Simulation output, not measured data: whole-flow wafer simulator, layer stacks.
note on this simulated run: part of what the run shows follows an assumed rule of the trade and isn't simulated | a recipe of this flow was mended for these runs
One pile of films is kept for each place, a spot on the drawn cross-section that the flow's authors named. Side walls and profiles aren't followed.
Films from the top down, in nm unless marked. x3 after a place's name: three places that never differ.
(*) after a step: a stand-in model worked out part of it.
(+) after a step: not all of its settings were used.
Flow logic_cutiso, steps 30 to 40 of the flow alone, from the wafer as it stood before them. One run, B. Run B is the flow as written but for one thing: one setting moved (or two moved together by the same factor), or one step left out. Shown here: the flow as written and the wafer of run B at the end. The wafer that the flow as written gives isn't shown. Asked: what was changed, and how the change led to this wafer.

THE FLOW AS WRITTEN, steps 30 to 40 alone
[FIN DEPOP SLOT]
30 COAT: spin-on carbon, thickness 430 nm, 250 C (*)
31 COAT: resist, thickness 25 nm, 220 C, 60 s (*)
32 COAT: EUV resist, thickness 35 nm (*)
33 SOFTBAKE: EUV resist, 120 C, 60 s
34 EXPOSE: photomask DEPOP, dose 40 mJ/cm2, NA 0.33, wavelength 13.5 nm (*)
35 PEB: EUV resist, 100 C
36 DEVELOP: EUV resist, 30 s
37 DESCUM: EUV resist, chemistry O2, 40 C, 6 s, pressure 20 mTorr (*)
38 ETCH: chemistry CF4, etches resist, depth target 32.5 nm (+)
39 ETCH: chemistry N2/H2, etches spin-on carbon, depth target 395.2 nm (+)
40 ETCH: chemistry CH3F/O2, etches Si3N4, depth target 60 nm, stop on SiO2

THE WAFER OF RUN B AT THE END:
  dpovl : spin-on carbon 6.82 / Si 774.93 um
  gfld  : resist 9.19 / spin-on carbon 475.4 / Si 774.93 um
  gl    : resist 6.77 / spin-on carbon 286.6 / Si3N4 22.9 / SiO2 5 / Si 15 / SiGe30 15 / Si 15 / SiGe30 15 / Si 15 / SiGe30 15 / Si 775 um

The cause: step 30, COAT: thickness 337 nm was run, where the flow has thickness 430 nm.

How the change led to this, step by step:
  30 COAT: spin-on carbon, thickness 430 nm, 250 C (*)
      depop, ns: spin-on carbon +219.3 (new film) (as written it would be: spin-on carbon +312.3 (new film))
      dpovl, nsgap: spin-on carbon +410.6 (new film) (as written it would be: spin-on carbon +503.6 (new film))
      (and at 18 more places)
  31 COAT: resist, thickness 25 nm, 220 C, 60 s (*)
      glp, tap: resist +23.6 (new film) (as written it would be: resist +24.3 (new film))
      gfld: resist +27.5 (new film) (as written it would be: resist +26.3 (new film))
      (and at 9 more places)
  39 ETCH: chemistry N2/H2, etches spin-on carbon, depth target 395.2 nm (+)
      depop: spin-on carbon -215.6 (all of it), Si3N4 -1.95 (as written it would be: spin-on carbon -308.6 (all of it), Si3N4 -0.94)
  40 ETCH: chemistry CH3F/O2, etches Si3N4, depth target 60 nm, stop on SiO2
      depop: Si3N4 -21 (all of it), SiO2 -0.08 (as written it would be: Si3N4 -22 (all of it), SiO2 -0.08)
      dpovl: spin-on carbon -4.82 (as written it would be: spin-on carbon -11)
